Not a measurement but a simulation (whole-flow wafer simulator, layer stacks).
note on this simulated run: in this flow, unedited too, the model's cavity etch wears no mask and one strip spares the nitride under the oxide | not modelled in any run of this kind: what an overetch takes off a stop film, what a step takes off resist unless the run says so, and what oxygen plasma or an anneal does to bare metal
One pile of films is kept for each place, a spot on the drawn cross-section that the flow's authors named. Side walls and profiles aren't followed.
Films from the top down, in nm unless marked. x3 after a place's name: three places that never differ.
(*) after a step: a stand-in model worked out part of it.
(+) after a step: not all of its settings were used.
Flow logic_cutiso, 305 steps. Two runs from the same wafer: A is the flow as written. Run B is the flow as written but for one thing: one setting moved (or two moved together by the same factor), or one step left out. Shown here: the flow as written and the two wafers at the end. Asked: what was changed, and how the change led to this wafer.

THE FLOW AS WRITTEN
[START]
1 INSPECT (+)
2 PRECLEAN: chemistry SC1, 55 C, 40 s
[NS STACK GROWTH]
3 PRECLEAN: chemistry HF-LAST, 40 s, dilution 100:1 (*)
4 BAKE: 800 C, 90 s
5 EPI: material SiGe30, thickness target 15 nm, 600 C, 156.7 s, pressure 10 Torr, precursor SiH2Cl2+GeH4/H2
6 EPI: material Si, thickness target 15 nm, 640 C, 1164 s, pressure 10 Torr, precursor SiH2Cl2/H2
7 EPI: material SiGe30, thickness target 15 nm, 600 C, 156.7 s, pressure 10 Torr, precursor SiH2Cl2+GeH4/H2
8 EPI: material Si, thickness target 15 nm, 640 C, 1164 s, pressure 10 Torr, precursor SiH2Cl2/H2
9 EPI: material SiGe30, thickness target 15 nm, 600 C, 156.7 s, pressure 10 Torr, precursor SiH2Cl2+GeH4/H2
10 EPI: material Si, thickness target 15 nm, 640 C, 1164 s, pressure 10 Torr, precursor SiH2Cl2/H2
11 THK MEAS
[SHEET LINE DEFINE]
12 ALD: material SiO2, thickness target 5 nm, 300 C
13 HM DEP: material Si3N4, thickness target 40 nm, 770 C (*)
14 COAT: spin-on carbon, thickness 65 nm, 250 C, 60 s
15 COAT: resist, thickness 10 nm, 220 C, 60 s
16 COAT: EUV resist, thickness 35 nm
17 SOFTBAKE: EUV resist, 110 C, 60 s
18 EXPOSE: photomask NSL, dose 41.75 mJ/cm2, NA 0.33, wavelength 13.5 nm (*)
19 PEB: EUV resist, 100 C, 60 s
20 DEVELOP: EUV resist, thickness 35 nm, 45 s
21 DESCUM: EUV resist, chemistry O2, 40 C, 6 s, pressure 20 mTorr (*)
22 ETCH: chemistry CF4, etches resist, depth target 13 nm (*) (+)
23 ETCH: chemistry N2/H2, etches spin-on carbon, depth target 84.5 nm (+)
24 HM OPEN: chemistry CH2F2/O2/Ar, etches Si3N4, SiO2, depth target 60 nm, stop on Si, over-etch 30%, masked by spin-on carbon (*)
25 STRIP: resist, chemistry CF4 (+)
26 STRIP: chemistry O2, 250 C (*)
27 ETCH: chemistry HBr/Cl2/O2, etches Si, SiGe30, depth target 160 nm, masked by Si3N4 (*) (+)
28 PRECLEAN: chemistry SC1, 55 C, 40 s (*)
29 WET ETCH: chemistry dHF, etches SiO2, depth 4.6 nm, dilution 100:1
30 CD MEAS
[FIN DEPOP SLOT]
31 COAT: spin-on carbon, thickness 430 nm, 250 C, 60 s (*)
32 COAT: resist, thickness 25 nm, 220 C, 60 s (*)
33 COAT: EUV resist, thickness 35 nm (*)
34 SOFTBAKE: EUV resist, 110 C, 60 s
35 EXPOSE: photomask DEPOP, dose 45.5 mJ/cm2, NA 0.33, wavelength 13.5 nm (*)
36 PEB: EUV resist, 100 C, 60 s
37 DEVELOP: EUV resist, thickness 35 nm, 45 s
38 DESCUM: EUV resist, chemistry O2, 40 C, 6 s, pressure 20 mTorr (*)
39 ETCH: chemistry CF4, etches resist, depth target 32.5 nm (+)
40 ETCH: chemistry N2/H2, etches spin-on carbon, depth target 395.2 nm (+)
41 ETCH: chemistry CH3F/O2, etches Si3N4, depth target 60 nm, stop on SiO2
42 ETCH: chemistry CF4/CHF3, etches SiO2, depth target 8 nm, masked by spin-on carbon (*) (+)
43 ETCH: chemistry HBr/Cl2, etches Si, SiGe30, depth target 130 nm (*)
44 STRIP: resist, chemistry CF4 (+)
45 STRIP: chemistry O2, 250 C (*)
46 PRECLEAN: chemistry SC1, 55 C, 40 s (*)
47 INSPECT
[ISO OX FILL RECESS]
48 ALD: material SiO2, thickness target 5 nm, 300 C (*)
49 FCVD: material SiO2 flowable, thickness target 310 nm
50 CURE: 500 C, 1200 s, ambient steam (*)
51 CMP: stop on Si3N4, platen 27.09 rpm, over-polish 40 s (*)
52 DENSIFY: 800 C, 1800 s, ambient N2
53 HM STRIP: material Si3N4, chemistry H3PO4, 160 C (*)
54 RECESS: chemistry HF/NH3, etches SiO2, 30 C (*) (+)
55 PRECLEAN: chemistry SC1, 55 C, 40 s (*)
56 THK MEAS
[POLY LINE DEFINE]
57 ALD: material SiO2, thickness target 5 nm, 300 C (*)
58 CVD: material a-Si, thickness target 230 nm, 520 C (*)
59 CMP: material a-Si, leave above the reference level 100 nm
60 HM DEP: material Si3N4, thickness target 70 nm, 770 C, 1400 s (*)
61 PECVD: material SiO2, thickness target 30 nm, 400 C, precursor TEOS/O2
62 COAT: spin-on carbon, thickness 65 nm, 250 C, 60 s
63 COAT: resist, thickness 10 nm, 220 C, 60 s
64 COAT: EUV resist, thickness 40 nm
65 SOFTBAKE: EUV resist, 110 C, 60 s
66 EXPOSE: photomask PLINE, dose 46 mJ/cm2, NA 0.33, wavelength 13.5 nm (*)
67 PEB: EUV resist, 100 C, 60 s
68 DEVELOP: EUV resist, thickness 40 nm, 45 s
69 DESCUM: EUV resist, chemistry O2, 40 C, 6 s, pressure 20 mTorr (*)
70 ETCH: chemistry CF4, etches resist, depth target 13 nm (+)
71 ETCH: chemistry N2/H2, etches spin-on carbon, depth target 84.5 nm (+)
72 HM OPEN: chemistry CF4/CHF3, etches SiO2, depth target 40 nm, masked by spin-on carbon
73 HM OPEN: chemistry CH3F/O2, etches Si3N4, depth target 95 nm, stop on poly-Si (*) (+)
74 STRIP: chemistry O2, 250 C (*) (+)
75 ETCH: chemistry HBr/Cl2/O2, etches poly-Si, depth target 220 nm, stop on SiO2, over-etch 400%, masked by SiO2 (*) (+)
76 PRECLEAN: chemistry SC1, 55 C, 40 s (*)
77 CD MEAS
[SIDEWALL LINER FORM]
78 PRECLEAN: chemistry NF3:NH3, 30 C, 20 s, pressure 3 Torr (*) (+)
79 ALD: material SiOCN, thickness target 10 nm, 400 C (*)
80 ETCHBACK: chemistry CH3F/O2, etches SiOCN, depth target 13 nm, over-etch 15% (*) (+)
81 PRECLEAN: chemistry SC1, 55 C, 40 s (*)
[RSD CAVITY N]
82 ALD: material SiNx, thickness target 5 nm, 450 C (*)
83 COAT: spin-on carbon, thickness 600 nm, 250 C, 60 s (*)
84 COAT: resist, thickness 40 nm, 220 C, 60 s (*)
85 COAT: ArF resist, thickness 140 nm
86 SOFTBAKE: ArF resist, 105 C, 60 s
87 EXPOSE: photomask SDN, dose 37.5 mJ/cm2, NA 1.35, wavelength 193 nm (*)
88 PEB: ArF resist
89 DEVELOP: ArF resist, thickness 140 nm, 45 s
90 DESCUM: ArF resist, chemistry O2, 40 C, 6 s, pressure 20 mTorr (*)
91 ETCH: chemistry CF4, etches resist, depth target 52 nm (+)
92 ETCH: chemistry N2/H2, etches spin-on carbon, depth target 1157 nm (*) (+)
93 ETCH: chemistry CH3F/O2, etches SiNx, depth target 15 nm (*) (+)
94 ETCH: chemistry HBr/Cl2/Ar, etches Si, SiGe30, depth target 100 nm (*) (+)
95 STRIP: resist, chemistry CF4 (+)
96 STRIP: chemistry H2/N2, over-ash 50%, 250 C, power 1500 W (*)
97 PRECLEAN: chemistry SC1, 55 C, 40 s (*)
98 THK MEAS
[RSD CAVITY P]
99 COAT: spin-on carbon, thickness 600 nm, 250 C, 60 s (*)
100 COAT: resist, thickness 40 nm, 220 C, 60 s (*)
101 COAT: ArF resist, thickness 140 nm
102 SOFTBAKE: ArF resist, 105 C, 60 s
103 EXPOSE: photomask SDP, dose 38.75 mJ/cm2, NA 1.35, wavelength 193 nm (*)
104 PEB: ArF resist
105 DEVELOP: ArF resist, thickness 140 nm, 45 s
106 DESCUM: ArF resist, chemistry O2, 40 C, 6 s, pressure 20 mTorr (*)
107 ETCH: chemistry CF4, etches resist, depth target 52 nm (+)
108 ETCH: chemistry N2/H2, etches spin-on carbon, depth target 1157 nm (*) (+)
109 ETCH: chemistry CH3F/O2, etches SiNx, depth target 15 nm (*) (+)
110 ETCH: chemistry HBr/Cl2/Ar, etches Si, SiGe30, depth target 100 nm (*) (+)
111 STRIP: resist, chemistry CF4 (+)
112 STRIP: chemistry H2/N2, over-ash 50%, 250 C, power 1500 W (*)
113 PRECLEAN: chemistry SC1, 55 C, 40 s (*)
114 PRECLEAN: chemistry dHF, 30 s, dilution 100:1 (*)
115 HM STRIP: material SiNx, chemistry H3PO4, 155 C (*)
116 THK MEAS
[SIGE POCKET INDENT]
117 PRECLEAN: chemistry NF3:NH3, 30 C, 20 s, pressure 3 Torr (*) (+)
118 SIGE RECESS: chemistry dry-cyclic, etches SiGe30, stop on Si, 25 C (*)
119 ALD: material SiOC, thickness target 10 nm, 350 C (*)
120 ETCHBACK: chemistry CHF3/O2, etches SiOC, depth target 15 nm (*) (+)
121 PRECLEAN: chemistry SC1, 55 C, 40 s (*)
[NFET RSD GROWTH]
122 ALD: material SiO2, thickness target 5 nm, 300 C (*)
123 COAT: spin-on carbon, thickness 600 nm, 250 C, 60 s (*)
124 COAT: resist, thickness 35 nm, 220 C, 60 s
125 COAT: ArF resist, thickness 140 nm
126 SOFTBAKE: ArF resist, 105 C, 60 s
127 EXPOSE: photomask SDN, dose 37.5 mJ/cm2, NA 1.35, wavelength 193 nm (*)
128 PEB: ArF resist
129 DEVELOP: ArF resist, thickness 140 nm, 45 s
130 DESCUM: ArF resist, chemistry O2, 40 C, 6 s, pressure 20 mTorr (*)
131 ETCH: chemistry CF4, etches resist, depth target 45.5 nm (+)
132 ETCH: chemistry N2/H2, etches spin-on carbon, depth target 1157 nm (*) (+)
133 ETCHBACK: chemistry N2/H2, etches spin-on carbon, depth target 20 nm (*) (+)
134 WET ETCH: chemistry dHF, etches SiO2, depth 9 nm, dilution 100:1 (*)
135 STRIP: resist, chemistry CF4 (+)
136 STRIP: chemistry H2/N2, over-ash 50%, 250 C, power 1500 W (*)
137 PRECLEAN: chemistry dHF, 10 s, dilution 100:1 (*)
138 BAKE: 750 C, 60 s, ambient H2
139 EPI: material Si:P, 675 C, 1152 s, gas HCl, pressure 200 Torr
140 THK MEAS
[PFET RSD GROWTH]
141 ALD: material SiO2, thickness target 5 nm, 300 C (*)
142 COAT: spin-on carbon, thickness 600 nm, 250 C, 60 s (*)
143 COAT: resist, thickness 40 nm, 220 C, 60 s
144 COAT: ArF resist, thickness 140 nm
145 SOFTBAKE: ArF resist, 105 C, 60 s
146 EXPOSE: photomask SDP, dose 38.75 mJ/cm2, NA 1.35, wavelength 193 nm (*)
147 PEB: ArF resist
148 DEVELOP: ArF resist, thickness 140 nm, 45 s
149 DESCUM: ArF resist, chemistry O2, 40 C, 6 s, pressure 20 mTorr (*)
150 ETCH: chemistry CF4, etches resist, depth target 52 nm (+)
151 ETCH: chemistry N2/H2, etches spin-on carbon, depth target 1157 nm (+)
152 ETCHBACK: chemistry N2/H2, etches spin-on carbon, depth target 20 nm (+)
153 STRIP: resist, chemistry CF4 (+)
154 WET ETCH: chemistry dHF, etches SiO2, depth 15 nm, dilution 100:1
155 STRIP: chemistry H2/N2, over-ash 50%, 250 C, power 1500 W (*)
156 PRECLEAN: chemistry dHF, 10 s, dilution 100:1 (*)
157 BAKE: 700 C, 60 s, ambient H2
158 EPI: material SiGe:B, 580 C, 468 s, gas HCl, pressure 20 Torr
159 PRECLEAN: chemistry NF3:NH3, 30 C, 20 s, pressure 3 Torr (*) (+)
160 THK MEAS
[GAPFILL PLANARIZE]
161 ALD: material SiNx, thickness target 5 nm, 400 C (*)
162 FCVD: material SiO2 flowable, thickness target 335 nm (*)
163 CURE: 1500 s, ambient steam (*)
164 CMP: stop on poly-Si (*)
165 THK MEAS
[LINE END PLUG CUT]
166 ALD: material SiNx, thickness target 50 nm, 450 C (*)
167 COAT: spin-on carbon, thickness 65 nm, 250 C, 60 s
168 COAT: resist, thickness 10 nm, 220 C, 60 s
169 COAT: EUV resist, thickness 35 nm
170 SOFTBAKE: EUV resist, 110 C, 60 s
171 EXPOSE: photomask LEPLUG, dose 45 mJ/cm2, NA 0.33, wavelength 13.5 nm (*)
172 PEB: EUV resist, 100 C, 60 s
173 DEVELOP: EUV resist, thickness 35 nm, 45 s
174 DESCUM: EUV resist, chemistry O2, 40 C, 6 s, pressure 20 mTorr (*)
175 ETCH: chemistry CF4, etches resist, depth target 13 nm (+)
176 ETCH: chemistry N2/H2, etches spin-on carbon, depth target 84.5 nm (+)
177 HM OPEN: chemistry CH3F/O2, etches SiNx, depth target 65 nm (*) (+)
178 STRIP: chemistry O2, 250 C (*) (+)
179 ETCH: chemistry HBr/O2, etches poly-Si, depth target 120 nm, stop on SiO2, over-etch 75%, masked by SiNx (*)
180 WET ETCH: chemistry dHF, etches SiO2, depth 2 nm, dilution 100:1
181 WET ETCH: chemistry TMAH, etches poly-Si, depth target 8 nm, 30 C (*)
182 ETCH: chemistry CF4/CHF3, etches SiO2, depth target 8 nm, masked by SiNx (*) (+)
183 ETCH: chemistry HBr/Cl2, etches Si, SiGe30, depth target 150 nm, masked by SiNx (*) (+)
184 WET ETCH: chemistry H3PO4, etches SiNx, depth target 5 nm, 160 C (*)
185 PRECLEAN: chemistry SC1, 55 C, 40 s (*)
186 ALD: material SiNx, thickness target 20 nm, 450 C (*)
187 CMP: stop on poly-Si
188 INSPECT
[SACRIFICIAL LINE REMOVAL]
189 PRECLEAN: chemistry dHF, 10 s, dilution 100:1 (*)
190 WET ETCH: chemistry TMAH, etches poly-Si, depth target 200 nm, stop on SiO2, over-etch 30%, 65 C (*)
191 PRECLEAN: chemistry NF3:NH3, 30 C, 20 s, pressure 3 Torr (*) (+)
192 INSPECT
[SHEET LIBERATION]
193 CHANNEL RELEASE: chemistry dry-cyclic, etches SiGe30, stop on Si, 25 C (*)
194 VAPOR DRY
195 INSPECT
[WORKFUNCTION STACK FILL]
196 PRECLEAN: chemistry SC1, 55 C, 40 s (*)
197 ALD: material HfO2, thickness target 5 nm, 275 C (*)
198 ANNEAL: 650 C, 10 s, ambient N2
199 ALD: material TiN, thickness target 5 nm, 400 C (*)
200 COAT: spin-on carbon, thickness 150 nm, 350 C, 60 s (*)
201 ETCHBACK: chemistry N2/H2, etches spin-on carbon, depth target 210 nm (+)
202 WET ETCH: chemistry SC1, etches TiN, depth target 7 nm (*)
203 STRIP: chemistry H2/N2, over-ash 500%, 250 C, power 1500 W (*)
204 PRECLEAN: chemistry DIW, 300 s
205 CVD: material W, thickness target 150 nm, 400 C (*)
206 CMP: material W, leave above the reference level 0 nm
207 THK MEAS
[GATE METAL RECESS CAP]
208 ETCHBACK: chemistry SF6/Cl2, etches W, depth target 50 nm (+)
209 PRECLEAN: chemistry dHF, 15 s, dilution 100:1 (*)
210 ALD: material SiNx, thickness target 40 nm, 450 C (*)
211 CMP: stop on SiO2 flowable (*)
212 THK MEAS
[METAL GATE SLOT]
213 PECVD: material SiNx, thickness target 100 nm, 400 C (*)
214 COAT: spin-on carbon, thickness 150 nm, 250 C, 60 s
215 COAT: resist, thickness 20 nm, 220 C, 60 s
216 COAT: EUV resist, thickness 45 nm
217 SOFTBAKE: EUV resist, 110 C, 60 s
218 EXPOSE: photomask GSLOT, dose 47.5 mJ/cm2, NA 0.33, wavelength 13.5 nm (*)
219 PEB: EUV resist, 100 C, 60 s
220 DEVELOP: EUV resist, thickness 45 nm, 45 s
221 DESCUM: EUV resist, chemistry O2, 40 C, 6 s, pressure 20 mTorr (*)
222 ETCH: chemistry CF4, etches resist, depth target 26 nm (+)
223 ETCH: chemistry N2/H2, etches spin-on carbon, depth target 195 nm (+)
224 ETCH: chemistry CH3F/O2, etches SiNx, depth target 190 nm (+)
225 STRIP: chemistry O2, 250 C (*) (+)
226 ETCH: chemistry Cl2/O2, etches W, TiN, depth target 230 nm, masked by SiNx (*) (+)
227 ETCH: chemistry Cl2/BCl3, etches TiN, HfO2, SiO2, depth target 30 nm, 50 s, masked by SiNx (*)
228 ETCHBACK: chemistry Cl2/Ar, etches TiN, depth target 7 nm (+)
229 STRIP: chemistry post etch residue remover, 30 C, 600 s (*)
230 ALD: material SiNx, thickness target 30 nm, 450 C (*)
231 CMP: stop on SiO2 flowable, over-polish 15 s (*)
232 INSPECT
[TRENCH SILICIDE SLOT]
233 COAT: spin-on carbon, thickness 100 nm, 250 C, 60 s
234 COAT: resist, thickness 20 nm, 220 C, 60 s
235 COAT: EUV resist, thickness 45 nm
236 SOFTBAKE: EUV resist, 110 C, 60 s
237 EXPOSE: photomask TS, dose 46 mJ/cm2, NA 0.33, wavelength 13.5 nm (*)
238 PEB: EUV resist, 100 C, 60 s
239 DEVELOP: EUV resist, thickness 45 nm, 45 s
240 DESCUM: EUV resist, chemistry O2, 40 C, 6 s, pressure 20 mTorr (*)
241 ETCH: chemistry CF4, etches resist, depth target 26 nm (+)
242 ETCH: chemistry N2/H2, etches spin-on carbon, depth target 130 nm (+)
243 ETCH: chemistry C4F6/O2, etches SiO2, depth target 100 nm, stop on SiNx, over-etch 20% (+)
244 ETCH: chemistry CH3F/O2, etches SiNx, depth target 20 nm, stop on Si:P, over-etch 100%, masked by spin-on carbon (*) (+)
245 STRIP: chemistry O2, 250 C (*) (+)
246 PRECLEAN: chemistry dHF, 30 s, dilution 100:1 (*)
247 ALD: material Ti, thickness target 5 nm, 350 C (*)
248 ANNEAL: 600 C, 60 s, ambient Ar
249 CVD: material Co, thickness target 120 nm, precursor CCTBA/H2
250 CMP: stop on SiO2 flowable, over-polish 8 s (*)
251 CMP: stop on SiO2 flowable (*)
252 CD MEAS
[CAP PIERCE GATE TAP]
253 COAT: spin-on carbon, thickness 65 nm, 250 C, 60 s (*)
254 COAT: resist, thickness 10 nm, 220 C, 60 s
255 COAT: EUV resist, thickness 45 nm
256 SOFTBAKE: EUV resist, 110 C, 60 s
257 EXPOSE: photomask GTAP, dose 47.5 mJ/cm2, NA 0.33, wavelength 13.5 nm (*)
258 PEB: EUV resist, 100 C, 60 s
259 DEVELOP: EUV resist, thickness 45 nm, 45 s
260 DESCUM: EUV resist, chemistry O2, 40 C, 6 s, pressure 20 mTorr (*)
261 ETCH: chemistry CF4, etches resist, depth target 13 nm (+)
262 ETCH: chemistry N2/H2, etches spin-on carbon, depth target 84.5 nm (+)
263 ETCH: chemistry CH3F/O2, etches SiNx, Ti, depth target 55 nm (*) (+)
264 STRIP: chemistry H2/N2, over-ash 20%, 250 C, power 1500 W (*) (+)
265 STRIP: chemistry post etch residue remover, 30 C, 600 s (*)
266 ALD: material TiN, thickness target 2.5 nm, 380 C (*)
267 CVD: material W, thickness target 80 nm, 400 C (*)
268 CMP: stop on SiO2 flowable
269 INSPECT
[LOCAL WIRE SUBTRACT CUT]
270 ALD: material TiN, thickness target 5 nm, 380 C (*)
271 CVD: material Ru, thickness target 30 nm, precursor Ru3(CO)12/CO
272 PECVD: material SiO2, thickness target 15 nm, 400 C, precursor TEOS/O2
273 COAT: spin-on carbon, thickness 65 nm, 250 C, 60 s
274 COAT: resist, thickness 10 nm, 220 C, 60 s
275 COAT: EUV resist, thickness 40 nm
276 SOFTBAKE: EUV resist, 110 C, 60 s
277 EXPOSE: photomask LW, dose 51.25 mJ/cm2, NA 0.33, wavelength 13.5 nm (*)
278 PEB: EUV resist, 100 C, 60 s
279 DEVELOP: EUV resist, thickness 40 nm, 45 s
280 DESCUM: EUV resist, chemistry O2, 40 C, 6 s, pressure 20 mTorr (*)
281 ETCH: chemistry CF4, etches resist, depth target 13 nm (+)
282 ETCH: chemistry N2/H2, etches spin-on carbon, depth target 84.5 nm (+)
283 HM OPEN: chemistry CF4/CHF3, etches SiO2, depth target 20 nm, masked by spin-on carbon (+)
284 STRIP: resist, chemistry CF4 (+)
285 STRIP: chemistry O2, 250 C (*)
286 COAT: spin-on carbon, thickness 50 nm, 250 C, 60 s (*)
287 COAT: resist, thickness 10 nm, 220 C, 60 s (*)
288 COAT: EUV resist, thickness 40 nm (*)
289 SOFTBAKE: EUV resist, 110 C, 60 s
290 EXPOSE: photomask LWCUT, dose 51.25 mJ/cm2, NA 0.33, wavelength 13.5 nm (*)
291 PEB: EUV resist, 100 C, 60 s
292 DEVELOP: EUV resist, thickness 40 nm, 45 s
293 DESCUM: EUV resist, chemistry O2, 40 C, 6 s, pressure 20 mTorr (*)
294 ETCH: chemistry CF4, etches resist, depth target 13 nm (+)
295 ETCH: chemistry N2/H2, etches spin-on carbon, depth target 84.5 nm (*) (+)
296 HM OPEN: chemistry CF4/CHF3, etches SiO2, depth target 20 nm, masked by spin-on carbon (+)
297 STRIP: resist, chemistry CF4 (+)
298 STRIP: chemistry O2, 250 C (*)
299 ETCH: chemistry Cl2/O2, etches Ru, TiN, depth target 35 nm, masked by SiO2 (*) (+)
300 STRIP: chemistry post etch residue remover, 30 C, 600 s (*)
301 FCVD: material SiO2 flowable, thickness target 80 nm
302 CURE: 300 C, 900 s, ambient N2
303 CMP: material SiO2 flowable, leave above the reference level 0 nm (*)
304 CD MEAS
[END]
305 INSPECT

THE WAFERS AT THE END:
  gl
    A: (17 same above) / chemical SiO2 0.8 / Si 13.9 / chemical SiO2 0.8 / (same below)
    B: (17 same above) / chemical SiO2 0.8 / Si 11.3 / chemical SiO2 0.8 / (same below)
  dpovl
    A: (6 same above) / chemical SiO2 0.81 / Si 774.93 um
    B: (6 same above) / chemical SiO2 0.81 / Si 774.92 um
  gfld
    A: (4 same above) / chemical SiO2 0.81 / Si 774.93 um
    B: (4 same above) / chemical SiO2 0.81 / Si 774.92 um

The cause: step 6, EPI: 960.6 s was run, where the flow has 1164 s.

How the change led to this, step by step:
  6 EPI: material Si, thickness target 15 nm, 640 C, 1164 s, pressure 10 Torr, precursor SiH2Cl2/H2
      depop, dpovl, gfld and 19 more: A Si +15 (new film) | B Si +12.4 (new film)
  27 ETCH: chemistry HBr/Cl2/O2, etches Si, SiGe30, depth target 160 nm, masked by Si3N4 (*) (+)
      gfld, gxf, iso, lnri: A chemical SiO2 -0.79 (all of it), Si -11.4 (all of it), SiGe30 -15 (all of it), Si -15 (all of it), SiGe30 -15 (all of it), Si -15 (all of it), SiGe30 -15 (all of it), Si -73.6 | B chemical SiO2 -0.79 (all of it), Si -11.4 (all of it), SiGe30 -15 (all of it), Si -15 (all of it), SiGe30 -15 (all of it), Si -12.4 (all of it), SiGe30 -15 (all of it), Si -76.3
      dpovl, nsgap: A chemical SiO2 -0.79 (all of it), Si -11.8 (all of it), SiGe30 -15 (all of it), Si -15 (all of it), SiGe30 -15 (all of it), Si -15 (all of it), SiGe30 -15 (all of it), Si -73.2 | B chemical SiO2 -0.79 (all of it), Si -11.8 (all of it), SiGe30 -15 (all of it), Si -15 (all of it), SiGe30 -15 (all of it), Si -12.4 (all of it), SiGe30 -15 (all of it), Si -75.9
      (and at 1 more place)
  43 ETCH: chemistry HBr/Cl2, etches Si, SiGe30, depth target 130 nm (*)
      depop: A Si -14 (all of it), SiGe30 -15 (all of it), Si -15 (all of it), SiGe30 -15 (all of it), Si -15 (all of it), SiGe30 -15 (all of it), Si -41 | B Si -14 (all of it), SiGe30 -15 (all of it), Si -15 (all of it), SiGe30 -15 (all of it), Si -12.4 (all of it), SiGe30 -15 (all of it), Si -43.6
  94 ETCH: chemistry HBr/Cl2/Ar, etches Si, SiGe30, depth target 100 nm (*) (+)
      rsdn, rsdx: A chemical SiO2 -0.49 (all of it), Si -12.8 (all of it), SiGe30 -15 (all of it), Si -15 (all of it), SiGe30 -15 (all of it), Si -15 (all of it), SiGe30 -15 (all of it), Si -12.2 | B chemical SiO2 -0.49 (all of it), Si -12.8 (all of it), SiGe30 -15 (all of it), Si -15 (all of it), SiGe30 -15 (all of it), Si -12.4 (all of it), SiGe30 -15 (all of it), Si -14.8
  110 ETCH: chemistry HBr/Cl2/Ar, etches Si, SiGe30, depth target 100 nm (*) (+)
      rsdp, rsdw: A chemical SiO2 -0.49 (all of it), Si -12.8 (all of it), SiGe30 -15 (all of it), Si -15 (all of it), SiGe30 -15 (all of it), Si -15 (all of it), SiGe30 -15 (all of it), Si -12.2 | B chemical SiO2 -0.49 (all of it), Si -12.8 (all of it), SiGe30 -15 (all of it), Si -15 (all of it), SiGe30 -15 (all of it), Si -12.4 (all of it), SiGe30 -15 (all of it), Si -14.8
  183 ETCH: chemistry HBr/Cl2, etches Si, SiGe30, depth target 150 nm, masked by SiNx (*) (+)
      plug: A Si -13.6 (all of it), SiGe30 -15 (all of it), Si -15 (all of it), SiGe30 -15 (all of it), Si -15 (all of it), SiGe30 -15 (all of it), Si -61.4 | B Si -13.6 (all of it), SiGe30 -15 (all of it), Si -15 (all of it), SiGe30 -15 (all of it), Si -12.4 (all of it), SiGe30 -15 (all of it), Si -64.1
